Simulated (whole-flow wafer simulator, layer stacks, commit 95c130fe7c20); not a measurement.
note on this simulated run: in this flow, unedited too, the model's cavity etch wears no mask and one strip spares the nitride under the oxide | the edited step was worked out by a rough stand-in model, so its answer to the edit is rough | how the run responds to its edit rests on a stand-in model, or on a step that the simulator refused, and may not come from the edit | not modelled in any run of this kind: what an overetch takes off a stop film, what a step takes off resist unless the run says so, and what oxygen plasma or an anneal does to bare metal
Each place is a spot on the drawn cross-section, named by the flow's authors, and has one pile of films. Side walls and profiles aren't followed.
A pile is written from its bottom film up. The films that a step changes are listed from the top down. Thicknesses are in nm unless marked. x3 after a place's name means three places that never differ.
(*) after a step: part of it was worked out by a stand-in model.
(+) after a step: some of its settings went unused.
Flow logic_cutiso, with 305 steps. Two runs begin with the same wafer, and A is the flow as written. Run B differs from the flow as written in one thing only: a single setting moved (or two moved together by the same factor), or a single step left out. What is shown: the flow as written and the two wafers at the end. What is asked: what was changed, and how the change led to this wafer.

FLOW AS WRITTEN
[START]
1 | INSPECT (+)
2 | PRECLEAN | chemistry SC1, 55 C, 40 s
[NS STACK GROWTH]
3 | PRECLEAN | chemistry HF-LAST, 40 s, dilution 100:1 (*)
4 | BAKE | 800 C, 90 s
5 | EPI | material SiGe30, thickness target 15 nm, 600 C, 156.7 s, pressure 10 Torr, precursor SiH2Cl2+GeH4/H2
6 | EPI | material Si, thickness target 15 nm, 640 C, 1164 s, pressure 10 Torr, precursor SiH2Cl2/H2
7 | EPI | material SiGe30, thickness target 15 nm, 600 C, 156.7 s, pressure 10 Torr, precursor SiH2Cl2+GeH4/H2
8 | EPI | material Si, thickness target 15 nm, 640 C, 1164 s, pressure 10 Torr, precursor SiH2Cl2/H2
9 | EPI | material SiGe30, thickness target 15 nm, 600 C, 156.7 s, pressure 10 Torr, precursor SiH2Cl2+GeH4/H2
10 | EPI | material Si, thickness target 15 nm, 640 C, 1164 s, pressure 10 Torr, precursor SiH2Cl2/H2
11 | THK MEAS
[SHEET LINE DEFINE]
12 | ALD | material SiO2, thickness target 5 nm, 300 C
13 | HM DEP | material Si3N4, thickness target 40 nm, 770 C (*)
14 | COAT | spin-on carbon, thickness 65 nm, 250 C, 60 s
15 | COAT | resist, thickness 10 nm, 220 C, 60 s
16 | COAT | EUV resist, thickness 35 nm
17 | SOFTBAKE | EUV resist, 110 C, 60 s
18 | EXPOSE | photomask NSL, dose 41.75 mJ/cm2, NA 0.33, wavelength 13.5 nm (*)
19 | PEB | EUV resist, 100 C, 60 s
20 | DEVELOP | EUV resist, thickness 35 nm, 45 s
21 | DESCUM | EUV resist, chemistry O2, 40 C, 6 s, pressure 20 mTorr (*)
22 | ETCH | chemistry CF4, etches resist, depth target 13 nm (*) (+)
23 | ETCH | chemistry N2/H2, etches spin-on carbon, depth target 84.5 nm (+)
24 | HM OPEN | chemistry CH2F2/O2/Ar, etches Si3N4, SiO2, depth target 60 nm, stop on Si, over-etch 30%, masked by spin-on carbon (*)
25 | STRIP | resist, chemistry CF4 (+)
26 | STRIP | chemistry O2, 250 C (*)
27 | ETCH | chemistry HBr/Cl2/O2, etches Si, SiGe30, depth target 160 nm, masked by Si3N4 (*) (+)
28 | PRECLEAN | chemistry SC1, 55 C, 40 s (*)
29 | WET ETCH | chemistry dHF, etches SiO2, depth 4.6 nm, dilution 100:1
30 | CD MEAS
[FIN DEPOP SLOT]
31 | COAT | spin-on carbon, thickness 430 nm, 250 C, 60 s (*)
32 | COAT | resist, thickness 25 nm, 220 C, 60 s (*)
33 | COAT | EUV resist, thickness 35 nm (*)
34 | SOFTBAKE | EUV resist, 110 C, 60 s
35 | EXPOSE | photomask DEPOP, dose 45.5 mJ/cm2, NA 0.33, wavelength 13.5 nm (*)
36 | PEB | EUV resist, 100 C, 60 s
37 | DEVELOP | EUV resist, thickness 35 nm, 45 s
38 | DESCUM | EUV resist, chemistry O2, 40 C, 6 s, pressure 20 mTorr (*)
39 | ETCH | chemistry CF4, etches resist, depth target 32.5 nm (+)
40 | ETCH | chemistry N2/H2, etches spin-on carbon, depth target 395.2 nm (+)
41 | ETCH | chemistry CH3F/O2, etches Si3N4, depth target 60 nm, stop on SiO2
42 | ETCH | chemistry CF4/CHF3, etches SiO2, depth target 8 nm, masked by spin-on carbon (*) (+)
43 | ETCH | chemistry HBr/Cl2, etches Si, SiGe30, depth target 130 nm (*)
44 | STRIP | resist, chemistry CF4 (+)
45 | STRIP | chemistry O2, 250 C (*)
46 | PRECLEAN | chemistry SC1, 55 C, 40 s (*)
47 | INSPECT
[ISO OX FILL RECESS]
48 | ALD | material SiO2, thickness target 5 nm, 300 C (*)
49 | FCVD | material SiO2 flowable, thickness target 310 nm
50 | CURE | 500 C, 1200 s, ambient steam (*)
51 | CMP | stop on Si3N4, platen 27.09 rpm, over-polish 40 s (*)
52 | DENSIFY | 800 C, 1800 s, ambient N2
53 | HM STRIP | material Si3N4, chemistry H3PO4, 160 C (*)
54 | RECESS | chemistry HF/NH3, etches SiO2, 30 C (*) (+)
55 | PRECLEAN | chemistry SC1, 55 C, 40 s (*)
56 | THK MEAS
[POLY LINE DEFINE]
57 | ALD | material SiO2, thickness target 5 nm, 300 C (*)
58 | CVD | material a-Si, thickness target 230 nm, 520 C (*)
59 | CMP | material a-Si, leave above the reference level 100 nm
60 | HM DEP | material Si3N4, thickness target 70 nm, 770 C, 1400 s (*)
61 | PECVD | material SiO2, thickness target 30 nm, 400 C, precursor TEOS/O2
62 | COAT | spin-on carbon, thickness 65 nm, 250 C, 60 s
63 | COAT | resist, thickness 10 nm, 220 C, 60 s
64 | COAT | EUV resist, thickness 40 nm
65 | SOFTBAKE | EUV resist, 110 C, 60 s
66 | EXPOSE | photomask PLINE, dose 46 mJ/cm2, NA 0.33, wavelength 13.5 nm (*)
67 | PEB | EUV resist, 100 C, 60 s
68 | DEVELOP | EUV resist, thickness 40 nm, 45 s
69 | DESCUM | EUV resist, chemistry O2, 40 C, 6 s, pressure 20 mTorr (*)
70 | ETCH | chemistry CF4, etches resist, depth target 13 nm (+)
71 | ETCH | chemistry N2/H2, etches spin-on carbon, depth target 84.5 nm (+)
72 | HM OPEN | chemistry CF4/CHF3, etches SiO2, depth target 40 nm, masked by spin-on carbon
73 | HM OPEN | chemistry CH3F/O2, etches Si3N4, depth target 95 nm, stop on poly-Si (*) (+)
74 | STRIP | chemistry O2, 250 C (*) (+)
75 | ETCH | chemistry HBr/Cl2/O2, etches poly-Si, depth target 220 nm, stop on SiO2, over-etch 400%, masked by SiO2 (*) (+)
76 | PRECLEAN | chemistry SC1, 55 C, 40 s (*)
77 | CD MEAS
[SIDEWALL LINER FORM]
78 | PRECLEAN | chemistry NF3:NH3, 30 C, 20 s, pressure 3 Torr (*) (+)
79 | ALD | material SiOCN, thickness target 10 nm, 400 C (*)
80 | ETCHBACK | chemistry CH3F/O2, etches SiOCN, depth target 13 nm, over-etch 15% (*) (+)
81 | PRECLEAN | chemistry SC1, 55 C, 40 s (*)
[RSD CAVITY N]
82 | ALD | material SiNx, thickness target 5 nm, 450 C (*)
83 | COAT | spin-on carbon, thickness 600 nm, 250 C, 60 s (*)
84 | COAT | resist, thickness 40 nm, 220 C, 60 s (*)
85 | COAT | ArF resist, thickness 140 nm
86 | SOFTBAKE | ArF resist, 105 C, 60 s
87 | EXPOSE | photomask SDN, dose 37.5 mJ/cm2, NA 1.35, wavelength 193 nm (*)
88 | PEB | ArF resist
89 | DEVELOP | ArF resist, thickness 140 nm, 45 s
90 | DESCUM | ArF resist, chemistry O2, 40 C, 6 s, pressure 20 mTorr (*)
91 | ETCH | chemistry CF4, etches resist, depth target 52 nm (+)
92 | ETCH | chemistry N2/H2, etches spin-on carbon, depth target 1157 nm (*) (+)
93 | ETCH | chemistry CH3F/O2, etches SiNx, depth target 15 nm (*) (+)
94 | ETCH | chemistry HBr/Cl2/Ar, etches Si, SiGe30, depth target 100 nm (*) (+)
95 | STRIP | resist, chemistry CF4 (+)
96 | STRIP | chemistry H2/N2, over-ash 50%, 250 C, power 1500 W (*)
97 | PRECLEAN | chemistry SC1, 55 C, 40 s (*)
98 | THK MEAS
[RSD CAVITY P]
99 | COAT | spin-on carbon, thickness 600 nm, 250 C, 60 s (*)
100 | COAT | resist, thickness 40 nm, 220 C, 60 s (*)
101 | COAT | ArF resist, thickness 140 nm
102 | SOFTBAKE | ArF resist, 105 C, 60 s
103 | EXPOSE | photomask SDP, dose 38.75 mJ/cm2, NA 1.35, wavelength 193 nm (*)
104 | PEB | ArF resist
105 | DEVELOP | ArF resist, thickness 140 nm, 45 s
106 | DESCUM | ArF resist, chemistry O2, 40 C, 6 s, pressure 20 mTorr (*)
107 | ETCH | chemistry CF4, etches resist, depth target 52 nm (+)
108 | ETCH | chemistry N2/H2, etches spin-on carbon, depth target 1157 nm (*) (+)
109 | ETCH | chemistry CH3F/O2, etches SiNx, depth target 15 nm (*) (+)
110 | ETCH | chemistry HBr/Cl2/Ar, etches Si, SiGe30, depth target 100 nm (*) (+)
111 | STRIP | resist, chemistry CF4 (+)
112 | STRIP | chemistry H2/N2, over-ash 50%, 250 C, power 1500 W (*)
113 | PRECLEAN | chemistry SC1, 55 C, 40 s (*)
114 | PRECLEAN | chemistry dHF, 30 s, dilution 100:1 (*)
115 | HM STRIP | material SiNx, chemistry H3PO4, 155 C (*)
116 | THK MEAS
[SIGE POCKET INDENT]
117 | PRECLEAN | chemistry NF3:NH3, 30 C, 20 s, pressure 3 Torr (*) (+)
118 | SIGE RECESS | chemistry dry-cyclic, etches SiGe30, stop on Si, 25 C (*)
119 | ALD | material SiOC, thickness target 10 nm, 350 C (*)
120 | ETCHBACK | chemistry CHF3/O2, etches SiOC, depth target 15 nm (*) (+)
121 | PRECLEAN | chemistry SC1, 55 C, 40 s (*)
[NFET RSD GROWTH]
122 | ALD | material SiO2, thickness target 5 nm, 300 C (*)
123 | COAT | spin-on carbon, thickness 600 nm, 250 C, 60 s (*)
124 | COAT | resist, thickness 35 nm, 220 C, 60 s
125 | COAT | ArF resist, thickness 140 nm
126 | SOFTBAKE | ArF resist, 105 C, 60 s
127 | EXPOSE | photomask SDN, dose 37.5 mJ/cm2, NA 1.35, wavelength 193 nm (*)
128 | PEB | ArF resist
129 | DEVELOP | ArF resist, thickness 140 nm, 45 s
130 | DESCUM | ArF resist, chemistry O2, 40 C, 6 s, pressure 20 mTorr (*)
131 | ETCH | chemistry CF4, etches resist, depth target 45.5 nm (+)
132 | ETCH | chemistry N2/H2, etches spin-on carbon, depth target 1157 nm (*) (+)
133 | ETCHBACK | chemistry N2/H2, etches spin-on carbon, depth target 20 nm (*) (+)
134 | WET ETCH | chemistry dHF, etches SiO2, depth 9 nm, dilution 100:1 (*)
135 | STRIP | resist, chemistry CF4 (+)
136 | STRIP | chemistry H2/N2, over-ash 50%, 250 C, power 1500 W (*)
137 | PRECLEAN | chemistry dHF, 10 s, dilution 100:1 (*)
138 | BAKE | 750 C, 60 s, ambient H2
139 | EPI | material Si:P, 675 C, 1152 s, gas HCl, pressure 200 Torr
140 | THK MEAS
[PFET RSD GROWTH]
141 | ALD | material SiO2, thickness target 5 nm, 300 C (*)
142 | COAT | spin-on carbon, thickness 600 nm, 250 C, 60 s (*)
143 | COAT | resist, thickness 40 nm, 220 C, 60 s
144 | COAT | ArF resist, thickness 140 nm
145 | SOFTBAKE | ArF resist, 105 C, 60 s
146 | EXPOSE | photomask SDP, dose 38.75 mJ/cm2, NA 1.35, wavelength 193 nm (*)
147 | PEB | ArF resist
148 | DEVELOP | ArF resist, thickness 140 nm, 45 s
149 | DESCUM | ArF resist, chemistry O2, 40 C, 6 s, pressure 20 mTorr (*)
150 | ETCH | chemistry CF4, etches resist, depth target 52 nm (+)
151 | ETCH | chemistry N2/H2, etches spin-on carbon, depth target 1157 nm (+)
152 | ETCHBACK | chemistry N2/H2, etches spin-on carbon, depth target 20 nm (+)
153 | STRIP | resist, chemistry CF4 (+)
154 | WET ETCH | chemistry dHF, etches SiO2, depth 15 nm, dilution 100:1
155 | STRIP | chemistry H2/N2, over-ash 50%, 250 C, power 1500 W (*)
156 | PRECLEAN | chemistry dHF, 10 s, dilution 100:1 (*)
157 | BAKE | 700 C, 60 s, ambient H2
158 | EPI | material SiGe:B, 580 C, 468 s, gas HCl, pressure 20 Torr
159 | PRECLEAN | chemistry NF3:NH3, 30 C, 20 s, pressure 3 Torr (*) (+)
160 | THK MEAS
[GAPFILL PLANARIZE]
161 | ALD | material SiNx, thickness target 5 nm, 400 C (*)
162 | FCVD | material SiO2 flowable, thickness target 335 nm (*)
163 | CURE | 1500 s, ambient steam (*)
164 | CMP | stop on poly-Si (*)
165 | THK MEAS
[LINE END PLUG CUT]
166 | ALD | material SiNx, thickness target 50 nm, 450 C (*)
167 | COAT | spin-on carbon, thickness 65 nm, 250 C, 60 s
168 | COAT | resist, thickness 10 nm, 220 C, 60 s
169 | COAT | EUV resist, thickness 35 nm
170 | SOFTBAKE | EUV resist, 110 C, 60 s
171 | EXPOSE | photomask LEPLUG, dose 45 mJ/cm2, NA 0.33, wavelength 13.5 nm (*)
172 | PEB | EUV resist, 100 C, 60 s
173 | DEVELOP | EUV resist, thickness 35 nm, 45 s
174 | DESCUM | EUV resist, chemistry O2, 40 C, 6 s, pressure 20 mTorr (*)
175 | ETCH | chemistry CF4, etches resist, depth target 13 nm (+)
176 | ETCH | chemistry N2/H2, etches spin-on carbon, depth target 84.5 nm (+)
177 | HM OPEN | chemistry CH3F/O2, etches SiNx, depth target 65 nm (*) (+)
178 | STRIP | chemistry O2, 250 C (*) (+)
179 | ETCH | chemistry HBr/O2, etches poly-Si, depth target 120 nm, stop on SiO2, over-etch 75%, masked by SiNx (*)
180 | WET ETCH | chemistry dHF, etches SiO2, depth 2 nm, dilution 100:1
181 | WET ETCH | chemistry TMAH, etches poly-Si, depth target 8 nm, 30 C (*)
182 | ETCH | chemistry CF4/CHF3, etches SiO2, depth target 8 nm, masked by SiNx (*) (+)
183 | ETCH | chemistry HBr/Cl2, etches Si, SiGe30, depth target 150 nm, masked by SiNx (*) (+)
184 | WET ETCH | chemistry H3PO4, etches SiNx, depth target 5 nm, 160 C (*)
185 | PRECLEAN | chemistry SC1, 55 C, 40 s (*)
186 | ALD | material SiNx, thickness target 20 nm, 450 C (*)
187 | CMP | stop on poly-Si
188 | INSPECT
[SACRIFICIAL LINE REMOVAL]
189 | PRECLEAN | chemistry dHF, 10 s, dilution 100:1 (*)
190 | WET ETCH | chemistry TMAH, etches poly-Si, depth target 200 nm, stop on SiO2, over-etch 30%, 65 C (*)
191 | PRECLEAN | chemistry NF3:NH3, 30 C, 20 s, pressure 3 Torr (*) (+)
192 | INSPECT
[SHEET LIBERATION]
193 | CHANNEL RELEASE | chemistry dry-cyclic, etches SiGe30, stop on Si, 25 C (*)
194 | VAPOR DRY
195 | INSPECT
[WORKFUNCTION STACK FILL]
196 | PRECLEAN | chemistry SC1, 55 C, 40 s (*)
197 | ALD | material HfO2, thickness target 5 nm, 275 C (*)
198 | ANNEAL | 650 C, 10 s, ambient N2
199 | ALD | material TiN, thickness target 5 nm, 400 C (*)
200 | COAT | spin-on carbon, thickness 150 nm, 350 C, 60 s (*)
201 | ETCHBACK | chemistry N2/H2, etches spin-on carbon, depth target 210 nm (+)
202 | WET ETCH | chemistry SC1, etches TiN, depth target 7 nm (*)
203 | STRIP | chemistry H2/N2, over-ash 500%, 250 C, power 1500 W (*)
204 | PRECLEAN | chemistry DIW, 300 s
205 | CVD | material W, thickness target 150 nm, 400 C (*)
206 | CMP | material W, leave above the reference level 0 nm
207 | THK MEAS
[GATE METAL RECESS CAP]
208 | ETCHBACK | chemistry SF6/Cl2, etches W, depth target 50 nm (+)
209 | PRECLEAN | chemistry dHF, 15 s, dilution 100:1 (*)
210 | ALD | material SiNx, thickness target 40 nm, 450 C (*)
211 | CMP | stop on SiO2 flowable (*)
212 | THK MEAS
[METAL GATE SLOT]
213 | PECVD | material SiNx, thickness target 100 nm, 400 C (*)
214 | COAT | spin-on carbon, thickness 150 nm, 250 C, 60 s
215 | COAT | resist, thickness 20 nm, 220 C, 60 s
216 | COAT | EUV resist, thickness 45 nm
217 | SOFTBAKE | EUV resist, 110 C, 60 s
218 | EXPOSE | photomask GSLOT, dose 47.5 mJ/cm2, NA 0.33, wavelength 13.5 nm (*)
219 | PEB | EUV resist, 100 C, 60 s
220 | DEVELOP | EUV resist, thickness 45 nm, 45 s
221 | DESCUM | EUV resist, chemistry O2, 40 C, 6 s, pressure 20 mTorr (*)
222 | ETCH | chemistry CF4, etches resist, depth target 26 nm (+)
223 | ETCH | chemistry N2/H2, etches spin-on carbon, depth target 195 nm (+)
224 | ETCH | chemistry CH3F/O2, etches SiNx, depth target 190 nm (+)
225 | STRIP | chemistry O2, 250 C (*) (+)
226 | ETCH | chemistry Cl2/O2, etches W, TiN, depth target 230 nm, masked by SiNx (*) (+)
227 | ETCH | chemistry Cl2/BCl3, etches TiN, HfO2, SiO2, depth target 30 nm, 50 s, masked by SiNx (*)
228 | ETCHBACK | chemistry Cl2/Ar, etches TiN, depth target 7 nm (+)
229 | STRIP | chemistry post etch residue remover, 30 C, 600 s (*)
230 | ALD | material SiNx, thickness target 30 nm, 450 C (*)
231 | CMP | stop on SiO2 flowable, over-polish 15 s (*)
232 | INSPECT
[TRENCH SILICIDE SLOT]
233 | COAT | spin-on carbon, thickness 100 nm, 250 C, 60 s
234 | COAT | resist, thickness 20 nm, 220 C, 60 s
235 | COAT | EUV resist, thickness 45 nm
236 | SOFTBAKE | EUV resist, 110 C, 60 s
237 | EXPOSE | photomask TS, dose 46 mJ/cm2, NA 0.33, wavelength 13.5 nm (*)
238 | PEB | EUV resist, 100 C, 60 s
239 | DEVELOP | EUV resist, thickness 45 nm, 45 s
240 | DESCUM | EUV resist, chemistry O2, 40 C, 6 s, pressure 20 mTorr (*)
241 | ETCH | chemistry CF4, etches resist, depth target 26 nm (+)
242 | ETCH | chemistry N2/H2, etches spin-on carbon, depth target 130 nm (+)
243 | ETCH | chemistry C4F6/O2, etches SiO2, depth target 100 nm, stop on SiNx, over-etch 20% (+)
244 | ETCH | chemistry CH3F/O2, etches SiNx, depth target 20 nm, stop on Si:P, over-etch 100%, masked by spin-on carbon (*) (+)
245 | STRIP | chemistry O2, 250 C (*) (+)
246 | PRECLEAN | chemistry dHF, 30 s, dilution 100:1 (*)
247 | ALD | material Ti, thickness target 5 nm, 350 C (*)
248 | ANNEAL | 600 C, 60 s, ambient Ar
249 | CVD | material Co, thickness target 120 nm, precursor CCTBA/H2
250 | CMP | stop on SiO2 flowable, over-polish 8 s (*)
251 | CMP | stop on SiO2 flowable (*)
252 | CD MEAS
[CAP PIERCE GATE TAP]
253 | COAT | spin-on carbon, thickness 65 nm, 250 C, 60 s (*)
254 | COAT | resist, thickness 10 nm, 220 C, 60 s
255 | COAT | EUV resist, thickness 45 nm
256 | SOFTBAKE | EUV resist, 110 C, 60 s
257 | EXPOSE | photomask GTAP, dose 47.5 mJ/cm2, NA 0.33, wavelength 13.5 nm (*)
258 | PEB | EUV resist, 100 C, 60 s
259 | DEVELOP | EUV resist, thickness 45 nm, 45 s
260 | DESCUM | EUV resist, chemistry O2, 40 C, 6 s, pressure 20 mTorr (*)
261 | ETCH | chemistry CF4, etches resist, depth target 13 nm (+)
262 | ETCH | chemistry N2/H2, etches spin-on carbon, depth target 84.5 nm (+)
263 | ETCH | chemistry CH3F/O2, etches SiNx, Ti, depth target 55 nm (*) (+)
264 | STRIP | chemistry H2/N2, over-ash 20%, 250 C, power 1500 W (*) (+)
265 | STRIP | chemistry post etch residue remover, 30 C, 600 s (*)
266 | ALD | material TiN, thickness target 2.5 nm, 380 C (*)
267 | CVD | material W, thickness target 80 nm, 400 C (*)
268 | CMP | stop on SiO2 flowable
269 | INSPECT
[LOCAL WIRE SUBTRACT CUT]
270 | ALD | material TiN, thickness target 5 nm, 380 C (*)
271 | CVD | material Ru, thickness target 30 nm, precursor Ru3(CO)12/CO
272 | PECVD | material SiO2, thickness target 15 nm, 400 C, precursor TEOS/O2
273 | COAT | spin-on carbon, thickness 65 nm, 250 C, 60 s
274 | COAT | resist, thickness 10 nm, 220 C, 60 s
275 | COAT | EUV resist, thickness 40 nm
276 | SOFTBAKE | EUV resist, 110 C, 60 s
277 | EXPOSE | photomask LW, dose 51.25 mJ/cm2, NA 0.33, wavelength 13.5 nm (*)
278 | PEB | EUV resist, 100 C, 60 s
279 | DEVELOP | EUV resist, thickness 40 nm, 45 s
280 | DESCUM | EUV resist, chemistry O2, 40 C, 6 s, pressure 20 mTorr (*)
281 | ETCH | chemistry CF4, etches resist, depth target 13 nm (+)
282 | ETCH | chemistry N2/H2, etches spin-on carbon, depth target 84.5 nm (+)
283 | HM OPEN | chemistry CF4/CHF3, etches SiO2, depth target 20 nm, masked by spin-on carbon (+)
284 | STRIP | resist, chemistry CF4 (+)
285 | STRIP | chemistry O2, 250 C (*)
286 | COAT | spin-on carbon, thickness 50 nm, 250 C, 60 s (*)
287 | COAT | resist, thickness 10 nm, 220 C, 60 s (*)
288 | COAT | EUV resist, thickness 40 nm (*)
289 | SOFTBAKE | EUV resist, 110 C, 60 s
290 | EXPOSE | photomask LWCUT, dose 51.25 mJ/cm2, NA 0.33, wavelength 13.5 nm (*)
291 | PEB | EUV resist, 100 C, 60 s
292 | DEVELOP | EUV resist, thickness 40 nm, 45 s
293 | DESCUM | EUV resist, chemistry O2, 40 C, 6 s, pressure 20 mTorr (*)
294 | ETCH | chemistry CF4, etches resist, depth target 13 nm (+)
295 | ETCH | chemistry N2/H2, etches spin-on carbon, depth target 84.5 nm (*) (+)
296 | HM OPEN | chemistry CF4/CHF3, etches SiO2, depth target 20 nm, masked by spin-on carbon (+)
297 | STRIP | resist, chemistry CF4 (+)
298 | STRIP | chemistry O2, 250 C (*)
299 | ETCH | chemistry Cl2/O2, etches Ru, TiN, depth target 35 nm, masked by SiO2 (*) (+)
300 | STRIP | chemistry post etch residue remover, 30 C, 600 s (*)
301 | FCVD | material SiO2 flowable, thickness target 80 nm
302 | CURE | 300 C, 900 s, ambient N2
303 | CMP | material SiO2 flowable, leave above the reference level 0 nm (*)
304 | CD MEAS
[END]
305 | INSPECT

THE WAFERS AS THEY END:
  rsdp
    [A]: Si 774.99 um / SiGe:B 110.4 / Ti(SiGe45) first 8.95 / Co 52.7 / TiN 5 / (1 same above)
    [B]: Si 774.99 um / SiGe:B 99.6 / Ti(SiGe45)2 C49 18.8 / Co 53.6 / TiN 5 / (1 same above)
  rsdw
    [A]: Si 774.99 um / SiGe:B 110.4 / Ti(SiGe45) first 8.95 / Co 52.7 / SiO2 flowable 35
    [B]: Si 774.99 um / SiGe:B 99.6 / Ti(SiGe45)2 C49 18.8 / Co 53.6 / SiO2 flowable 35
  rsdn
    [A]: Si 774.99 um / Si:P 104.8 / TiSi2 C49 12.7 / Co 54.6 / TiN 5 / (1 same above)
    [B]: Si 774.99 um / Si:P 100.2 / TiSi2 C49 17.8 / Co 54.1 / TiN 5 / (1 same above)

What caused this: step 247, ALD: thickness target 7 nm was run, while the flow as written has thickness target 5 nm.

How this came from the change, step by step:
  247 | ALD | material Ti, thickness target 5 nm, 350 C (*)
      depop, dpovl, gfld and 19 more: A Ti gains 5 (new film) | B Ti gains 7 (new film)
  248 | ANNEAL | 600 C, 60 s, ambient Ar
      rsdp, rsdw: A Ti(SiGe45) first gains 8.95 (new film), Ti loses 5 (all of it), SiGe:B loses 5.98 | B Ti(SiGe45)2 C49 gains 18.8 (new film), Ti loses 7 (all of it), SiGe:B loses 16.7
      rsdn: A TiSi2 C49 gains 12.7 (new film), Ti loses 5 (all of it), Si:P loses 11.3 | B TiSi2 C49 gains 17.8 (new film), Ti loses 7 (all of it), Si:P loses 15.9
  250 | CMP | stop on SiO2 flowable, over-polish 8 s (*)
      iso: A Co loses 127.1 | B Co loses 128.3 (all of it), Ti loses 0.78
      rsdx: A Co loses 127.9 (all of it) | B Co loses 127.9 (all of it), Ti loses 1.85
      (also at 17 further places)
  251 | CMP | stop on SiO2 flowable (*)
      iso: A Co loses 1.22 (all of it), Ti loses 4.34 | B Ti loses 5.55
